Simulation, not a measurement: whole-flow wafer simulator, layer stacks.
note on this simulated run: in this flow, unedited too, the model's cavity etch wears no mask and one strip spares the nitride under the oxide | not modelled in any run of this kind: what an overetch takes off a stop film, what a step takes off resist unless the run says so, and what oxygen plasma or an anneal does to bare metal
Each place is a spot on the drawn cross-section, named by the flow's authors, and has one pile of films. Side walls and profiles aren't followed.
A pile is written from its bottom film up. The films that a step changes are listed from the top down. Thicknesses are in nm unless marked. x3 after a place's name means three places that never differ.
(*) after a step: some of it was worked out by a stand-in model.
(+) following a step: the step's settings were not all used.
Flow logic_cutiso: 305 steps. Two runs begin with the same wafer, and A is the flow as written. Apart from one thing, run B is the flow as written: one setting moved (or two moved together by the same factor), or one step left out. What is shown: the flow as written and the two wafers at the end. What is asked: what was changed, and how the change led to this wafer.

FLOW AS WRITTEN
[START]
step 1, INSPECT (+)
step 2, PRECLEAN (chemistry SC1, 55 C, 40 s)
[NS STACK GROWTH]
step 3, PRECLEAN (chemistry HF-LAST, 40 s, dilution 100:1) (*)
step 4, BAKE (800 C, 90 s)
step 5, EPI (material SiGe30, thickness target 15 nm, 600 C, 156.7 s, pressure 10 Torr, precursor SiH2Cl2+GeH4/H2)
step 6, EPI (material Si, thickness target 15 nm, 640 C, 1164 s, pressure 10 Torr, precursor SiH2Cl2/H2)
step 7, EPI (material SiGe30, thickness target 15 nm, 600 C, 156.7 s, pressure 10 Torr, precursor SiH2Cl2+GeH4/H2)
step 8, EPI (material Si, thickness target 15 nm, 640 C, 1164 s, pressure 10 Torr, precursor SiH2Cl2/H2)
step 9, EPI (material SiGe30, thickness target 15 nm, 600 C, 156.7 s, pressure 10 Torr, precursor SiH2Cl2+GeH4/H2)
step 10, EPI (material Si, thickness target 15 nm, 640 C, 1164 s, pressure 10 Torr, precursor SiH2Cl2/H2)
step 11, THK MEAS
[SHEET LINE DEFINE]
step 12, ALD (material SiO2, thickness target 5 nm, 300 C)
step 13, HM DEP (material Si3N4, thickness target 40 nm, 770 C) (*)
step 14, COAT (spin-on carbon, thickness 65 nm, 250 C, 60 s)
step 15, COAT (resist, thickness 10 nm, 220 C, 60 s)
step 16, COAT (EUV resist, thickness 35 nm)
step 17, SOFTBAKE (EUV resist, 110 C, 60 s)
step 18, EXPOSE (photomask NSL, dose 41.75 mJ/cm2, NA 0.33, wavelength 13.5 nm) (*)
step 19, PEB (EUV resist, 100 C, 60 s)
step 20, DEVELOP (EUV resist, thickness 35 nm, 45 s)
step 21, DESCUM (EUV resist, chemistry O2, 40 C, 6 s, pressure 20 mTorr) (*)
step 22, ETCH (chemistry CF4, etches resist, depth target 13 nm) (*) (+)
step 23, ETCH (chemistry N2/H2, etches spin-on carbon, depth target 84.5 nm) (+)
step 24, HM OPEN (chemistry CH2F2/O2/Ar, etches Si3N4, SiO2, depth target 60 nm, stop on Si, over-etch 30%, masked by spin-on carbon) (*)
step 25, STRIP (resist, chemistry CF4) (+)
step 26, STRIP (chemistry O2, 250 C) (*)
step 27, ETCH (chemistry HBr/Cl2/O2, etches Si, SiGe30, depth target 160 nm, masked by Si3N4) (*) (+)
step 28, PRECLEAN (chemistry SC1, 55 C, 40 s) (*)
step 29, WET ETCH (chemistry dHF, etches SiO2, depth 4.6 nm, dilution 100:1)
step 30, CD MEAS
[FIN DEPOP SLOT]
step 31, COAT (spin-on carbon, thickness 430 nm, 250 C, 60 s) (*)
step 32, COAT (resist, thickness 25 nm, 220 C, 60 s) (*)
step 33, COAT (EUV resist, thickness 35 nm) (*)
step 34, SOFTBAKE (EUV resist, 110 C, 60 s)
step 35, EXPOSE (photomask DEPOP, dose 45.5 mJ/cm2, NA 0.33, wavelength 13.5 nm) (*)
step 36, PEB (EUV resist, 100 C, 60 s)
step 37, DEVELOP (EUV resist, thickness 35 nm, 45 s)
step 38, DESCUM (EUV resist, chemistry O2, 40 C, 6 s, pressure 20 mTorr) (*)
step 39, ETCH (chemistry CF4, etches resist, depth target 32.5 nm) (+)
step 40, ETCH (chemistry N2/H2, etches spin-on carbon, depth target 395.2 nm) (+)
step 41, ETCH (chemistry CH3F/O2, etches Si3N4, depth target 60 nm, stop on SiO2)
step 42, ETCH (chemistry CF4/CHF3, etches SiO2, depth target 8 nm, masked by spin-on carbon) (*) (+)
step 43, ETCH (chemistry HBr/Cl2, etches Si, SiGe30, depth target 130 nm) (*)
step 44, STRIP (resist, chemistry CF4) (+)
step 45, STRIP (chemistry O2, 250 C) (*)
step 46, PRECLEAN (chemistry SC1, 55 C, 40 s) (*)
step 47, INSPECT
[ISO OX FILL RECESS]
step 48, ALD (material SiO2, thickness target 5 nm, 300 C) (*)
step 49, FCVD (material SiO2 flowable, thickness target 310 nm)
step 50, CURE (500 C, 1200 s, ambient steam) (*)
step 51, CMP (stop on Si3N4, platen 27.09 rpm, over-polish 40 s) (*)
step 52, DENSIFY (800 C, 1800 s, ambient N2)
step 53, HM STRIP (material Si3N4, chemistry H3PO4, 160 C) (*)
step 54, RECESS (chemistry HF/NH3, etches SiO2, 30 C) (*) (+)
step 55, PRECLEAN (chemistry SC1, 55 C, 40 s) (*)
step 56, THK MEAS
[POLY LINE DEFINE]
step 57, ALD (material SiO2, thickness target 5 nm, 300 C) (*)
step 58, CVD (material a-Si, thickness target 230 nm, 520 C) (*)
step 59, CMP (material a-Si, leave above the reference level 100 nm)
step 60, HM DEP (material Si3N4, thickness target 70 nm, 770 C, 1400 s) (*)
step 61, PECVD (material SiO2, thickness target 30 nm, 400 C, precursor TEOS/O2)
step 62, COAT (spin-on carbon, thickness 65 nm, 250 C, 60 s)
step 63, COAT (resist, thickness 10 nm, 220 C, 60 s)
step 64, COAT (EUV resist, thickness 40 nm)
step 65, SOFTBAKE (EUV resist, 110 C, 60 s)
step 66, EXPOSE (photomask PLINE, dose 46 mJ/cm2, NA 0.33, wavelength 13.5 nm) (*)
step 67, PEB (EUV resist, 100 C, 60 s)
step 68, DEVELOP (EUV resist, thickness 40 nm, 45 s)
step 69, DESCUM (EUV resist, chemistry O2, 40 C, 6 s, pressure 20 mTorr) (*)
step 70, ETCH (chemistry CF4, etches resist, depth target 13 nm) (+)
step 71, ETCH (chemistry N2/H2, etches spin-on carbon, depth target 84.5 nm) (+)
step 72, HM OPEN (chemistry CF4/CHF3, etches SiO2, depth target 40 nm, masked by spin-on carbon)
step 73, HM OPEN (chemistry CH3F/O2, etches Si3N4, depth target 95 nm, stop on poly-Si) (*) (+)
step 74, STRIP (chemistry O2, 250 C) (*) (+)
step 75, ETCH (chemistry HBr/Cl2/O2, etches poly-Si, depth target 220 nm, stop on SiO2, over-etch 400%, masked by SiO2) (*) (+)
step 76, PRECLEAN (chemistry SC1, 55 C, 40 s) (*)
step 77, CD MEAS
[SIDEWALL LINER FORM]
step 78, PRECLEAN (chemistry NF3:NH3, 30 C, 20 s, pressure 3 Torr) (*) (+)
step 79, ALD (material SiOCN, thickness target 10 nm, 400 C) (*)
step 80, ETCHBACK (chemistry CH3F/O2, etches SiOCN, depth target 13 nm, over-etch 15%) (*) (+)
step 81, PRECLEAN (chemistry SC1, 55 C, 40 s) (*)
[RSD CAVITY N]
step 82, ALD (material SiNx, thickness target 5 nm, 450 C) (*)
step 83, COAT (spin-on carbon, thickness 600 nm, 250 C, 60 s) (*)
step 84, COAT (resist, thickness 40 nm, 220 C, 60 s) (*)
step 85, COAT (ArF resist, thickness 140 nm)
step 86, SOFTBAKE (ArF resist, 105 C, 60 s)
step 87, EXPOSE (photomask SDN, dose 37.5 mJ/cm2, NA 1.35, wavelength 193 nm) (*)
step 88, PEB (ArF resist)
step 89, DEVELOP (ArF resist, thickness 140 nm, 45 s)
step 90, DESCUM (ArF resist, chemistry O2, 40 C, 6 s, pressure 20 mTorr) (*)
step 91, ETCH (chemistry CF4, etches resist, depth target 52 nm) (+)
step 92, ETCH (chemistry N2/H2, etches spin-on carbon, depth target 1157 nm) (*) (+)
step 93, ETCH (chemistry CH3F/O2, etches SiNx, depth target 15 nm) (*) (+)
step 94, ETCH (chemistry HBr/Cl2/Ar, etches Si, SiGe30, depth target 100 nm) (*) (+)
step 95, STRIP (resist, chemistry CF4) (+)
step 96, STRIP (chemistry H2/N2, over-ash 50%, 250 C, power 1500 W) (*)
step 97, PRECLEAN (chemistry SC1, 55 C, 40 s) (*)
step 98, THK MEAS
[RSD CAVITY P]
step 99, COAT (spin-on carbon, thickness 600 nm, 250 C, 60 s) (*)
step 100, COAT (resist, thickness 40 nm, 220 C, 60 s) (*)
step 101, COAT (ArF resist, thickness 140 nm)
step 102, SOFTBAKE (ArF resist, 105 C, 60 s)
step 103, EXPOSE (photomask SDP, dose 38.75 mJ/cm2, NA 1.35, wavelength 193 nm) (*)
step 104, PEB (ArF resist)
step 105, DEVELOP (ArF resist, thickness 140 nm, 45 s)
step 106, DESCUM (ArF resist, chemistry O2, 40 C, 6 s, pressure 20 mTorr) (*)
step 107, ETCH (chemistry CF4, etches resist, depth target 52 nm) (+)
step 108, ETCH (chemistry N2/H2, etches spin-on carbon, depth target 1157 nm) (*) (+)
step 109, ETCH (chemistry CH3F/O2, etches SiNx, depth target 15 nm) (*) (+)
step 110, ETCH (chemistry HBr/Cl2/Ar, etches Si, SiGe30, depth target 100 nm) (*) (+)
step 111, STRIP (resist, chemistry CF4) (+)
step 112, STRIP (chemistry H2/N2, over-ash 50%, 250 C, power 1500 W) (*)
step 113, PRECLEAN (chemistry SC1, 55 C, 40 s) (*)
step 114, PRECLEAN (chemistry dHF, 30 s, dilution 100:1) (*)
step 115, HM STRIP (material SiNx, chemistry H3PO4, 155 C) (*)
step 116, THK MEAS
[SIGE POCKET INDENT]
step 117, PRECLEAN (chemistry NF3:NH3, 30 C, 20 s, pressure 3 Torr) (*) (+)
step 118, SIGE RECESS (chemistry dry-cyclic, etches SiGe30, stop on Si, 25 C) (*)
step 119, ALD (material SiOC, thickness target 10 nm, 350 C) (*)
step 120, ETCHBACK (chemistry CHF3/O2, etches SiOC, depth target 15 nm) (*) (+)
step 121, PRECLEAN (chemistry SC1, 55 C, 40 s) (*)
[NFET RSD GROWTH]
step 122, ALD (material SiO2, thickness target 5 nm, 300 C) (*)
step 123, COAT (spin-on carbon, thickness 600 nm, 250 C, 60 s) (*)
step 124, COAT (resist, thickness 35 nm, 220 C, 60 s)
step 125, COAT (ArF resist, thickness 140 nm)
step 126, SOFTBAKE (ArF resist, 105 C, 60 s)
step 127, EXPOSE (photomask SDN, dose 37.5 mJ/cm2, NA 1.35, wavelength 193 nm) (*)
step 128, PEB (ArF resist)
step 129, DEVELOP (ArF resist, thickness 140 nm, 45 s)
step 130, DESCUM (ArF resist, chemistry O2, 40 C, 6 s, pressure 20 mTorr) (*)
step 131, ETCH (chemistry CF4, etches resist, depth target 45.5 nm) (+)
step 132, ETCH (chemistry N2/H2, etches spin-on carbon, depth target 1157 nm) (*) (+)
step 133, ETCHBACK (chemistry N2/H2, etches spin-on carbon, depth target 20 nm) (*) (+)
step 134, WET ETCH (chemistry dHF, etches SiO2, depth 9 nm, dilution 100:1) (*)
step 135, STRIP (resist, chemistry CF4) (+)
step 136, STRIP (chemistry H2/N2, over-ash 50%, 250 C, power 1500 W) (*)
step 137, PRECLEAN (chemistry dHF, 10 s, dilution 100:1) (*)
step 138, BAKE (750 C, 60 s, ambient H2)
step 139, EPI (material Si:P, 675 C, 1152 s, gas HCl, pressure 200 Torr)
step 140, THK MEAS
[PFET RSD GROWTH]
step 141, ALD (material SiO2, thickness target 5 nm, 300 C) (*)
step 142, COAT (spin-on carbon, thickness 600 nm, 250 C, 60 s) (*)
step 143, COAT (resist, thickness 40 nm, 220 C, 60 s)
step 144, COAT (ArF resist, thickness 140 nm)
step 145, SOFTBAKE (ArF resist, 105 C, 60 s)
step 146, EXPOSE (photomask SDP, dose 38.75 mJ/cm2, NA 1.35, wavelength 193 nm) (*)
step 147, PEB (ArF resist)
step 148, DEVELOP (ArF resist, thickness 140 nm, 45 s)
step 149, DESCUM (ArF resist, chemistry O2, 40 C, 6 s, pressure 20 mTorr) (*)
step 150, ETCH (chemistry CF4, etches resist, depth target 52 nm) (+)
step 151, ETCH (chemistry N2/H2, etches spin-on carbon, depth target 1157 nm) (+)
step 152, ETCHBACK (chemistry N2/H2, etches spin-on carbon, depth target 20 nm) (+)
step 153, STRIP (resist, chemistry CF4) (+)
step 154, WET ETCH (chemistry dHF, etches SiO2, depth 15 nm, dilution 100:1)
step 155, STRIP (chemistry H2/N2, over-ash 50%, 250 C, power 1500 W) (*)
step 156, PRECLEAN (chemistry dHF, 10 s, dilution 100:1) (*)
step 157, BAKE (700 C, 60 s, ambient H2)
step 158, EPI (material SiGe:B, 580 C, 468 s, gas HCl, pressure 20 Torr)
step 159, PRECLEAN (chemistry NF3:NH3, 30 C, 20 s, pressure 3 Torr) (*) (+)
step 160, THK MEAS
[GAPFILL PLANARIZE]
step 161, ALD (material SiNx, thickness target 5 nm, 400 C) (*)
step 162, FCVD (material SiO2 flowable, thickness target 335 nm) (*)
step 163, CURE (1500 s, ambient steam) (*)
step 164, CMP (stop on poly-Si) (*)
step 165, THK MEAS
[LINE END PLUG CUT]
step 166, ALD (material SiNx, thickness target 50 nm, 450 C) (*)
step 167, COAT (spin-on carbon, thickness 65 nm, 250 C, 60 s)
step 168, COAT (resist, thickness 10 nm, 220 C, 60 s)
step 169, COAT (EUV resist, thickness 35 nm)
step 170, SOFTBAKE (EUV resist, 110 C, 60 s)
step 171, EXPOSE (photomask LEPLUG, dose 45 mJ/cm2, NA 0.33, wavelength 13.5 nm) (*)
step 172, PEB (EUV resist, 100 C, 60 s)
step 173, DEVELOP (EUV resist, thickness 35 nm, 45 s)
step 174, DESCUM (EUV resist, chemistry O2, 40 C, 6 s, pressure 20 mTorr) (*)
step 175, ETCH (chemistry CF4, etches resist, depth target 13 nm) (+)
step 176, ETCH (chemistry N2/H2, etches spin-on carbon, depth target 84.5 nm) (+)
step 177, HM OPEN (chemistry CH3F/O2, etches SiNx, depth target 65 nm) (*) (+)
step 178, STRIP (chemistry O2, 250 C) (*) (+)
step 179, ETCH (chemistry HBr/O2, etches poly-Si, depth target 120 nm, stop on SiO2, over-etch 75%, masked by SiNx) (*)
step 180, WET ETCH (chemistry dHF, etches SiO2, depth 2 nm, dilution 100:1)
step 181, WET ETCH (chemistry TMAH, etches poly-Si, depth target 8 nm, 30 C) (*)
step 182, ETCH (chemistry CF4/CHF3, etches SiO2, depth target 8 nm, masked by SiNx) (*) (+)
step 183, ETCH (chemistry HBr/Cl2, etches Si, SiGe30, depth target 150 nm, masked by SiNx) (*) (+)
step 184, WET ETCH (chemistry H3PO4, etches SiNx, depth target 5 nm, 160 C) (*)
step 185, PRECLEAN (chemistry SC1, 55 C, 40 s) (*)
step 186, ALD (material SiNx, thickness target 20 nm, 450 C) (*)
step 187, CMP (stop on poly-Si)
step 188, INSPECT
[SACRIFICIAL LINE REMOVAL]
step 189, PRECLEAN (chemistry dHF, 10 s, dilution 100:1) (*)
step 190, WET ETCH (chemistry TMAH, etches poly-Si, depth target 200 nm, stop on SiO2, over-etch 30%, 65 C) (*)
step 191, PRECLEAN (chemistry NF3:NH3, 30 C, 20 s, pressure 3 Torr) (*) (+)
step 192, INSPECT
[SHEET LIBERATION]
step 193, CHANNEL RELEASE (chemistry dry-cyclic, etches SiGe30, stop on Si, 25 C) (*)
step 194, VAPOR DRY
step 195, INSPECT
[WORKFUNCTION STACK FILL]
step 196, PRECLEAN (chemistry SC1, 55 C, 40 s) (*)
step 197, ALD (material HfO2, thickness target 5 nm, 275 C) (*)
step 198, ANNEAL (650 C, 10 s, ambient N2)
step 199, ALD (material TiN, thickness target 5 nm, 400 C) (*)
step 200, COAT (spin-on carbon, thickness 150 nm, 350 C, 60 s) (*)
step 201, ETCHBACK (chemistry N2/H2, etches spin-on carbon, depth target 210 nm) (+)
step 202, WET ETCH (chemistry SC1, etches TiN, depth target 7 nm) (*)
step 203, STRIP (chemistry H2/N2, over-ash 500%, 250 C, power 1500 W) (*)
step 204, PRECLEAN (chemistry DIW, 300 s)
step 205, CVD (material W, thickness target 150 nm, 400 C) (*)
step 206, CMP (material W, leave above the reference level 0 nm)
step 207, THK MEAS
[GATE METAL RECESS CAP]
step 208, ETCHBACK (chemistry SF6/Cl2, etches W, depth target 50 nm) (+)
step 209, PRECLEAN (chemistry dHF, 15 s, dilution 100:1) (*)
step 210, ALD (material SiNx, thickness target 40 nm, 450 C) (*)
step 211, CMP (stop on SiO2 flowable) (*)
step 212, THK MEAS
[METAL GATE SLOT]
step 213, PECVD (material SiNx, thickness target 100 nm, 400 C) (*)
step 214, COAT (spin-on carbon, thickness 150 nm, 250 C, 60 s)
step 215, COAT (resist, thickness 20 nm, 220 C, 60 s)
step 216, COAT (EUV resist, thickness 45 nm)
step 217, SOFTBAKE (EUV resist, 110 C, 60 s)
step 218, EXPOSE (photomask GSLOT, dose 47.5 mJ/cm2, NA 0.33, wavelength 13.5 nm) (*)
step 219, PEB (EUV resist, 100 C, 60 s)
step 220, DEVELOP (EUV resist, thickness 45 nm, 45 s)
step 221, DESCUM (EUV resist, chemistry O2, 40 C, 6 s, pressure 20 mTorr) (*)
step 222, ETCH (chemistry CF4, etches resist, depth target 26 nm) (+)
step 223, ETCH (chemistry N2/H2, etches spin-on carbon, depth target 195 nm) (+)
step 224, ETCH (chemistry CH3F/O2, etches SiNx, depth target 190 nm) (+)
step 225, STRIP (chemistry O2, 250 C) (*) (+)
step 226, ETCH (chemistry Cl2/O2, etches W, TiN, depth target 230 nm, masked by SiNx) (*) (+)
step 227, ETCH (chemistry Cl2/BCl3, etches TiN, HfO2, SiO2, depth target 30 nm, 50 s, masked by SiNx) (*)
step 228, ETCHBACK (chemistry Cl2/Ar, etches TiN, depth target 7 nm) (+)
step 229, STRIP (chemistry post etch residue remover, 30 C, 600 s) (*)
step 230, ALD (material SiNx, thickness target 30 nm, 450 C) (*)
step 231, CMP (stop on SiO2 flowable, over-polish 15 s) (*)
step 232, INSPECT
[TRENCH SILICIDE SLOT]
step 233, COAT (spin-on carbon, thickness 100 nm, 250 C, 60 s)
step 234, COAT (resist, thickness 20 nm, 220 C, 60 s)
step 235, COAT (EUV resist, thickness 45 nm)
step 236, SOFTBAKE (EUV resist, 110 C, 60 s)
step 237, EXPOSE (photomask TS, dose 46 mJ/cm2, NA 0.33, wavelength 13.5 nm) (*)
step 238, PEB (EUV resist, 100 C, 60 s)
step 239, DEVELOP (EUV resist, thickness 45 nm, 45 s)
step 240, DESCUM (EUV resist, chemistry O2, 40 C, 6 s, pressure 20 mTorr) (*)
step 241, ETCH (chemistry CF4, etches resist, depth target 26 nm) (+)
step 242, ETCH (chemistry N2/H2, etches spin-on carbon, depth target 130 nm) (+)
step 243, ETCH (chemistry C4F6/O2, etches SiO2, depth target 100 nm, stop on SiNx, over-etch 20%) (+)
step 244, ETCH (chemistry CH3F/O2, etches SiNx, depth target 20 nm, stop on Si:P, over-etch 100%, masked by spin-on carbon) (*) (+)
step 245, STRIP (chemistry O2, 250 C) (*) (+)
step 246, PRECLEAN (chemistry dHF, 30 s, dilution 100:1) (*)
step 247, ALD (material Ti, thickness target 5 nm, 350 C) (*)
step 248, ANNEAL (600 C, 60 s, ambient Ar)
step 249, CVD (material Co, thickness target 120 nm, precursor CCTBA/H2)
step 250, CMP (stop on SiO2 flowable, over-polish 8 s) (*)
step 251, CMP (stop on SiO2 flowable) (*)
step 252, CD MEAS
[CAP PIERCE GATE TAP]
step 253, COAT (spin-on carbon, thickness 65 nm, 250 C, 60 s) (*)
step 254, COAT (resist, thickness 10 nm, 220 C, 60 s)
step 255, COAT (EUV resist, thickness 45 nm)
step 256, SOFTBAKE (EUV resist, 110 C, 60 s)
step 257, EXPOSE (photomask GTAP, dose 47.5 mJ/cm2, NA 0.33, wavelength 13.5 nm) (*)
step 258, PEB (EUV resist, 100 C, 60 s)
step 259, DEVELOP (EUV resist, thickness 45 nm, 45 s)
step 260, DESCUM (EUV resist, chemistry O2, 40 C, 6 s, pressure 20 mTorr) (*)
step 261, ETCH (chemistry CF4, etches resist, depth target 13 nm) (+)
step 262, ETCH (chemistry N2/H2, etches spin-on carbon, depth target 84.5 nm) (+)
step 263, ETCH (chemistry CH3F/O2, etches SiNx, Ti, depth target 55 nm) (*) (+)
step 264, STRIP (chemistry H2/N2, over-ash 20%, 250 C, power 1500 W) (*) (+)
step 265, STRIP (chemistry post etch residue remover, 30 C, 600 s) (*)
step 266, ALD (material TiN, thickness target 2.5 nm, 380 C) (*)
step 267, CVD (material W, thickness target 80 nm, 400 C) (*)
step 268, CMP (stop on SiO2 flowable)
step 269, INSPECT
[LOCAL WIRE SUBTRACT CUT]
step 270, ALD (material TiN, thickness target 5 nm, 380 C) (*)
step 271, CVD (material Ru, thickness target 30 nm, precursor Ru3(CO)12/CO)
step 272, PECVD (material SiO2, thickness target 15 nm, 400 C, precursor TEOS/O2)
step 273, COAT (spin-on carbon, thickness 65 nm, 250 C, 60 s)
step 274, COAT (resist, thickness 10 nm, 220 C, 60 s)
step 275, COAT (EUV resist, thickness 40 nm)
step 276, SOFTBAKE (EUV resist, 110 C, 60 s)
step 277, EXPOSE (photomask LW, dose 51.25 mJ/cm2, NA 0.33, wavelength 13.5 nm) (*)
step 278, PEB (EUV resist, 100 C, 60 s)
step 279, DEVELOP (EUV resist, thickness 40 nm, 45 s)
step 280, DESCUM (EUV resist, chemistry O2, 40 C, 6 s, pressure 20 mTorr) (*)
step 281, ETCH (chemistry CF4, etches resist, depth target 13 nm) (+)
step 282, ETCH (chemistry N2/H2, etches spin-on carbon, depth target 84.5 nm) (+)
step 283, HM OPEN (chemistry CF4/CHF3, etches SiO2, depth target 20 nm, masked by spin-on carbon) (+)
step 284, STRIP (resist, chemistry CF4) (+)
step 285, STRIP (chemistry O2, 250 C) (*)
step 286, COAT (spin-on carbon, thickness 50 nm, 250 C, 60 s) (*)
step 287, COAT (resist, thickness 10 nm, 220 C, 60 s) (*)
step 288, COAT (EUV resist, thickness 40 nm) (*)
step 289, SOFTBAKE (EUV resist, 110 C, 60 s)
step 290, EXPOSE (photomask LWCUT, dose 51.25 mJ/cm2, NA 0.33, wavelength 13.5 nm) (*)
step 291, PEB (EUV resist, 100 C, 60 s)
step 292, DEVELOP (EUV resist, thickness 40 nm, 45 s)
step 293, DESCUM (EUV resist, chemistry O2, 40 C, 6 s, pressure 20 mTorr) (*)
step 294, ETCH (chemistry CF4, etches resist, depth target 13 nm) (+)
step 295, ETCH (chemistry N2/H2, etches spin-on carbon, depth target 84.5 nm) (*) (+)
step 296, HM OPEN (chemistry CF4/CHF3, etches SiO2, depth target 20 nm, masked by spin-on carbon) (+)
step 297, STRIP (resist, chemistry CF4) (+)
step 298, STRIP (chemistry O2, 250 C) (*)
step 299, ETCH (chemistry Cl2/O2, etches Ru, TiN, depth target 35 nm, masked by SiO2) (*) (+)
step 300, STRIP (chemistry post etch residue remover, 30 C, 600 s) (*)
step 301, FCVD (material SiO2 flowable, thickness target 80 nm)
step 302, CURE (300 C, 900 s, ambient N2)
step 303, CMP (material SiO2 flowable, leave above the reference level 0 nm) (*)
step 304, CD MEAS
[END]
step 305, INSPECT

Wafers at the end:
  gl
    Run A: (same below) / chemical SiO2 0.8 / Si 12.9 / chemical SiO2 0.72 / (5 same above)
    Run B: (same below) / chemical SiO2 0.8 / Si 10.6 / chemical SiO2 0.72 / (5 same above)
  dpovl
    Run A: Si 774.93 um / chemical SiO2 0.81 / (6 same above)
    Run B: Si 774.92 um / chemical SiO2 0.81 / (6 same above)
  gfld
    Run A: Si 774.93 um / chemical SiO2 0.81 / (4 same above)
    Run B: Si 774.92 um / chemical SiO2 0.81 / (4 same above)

The reason: step 10, EPI: 989.7 s was run, whereas the flow has 1164 s.

How this came from the change, step by step:
  step 10, EPI (material Si, thickness target 15 nm, 640 C, 1164 s, pressure 10 Torr, precursor SiH2Cl2/H2)
      depop, dpovl, gfld and 19 more: A +15 Si (new film) | B +12.8 Si (new film)
  step 27, ETCH (chemistry HBr/Cl2/O2, etches Si, SiGe30, depth target 160 nm, masked by Si3N4) (*) (+)
      gfld, gxf, iso, lnri: A -0.79 chemical SiO2 (all of it), -11.4 Si (all of it), -15 SiGe30 (all of it), -15 Si (all of it), -15 SiGe30 (all of it), -15 Si (all of it), -15 SiGe30 (all of it), -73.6 Si | B -0.79 chemical SiO2 (all of it), -9.1 Si (all of it), -15 SiGe30 (all of it), -15 Si (all of it), -15 SiGe30 (all of it), -15 Si (all of it), -15 SiGe30 (all of it), -75.9 Si
      dpovl, nsgap: A -0.79 chemical SiO2 (all of it), -11.8 Si (all of it), -15 SiGe30 (all of it), -15 Si (all of it), -15 SiGe30 (all of it), -15 Si (all of it), -15 SiGe30 (all of it), -73.2 Si | B -0.79 chemical SiO2 (all of it), -9.5 Si (all of it), -15 SiGe30 (all of it), -15 Si (all of it), -15 SiGe30 (all of it), -15 Si (all of it), -15 SiGe30 (all of it), -75.5 Si
      (also at 1 further place)
  step 43, ETCH (chemistry HBr/Cl2, etches Si, SiGe30, depth target 130 nm) (*)
      depop: A -14 Si (all of it), -15 SiGe30 (all of it), -15 Si (all of it), -15 SiGe30 (all of it), -15 Si (all of it), -15 SiGe30 (all of it), -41 Si | B -11.8 Si (all of it), -15 SiGe30 (all of it), -15 Si (all of it), -15 SiGe30 (all of it), -15 Si (all of it), -15 SiGe30 (all of it), -43.2 Si
  step 94, ETCH (chemistry HBr/Cl2/Ar, etches Si, SiGe30, depth target 100 nm) (*) (+)
      rsdn, rsdx: A -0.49 chemical SiO2 (all of it), -12.8 Si (all of it), -15 SiGe30 (all of it), -15 Si (all of it), -15 SiGe30 (all of it), -15 Si (all of it), -15 SiGe30 (all of it), -12.2 Si | B -0.49 chemical SiO2 (all of it), -10.6 Si (all of it), -15 SiGe30 (all of it), -15 Si (all of it), -15 SiGe30 (all of it), -15 Si (all of it), -15 SiGe30 (all of it), -14.4 Si
  step 110, ETCH (chemistry HBr/Cl2/Ar, etches Si, SiGe30, depth target 100 nm) (*) (+)
      rsdp, rsdw: A -0.49 chemical SiO2 (all of it), -12.8 Si (all of it), -15 SiGe30 (all of it), -15 Si (all of it), -15 SiGe30 (all of it), -15 Si (all of it), -15 SiGe30 (all of it), -12.2 Si | B -0.49 chemical SiO2 (all of it), -10.6 Si (all of it), -15 SiGe30 (all of it), -15 Si (all of it), -15 SiGe30 (all of it), -15 Si (all of it), -15 SiGe30 (all of it), -14.4 Si
  step 183, ETCH (chemistry HBr/Cl2, etches Si, SiGe30, depth target 150 nm, masked by SiNx) (*) (+)
      plug: A -13.6 Si (all of it), -15 SiGe30 (all of it), -15 Si (all of it), -15 SiGe30 (all of it), -15 Si (all of it), -15 SiGe30 (all of it), -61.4 Si | B -11.3 Si (all of it), -15 SiGe30 (all of it), -15 Si (all of it), -15 SiGe30 (all of it), -15 Si (all of it), -15 SiGe30 (all of it), -63.7 Si
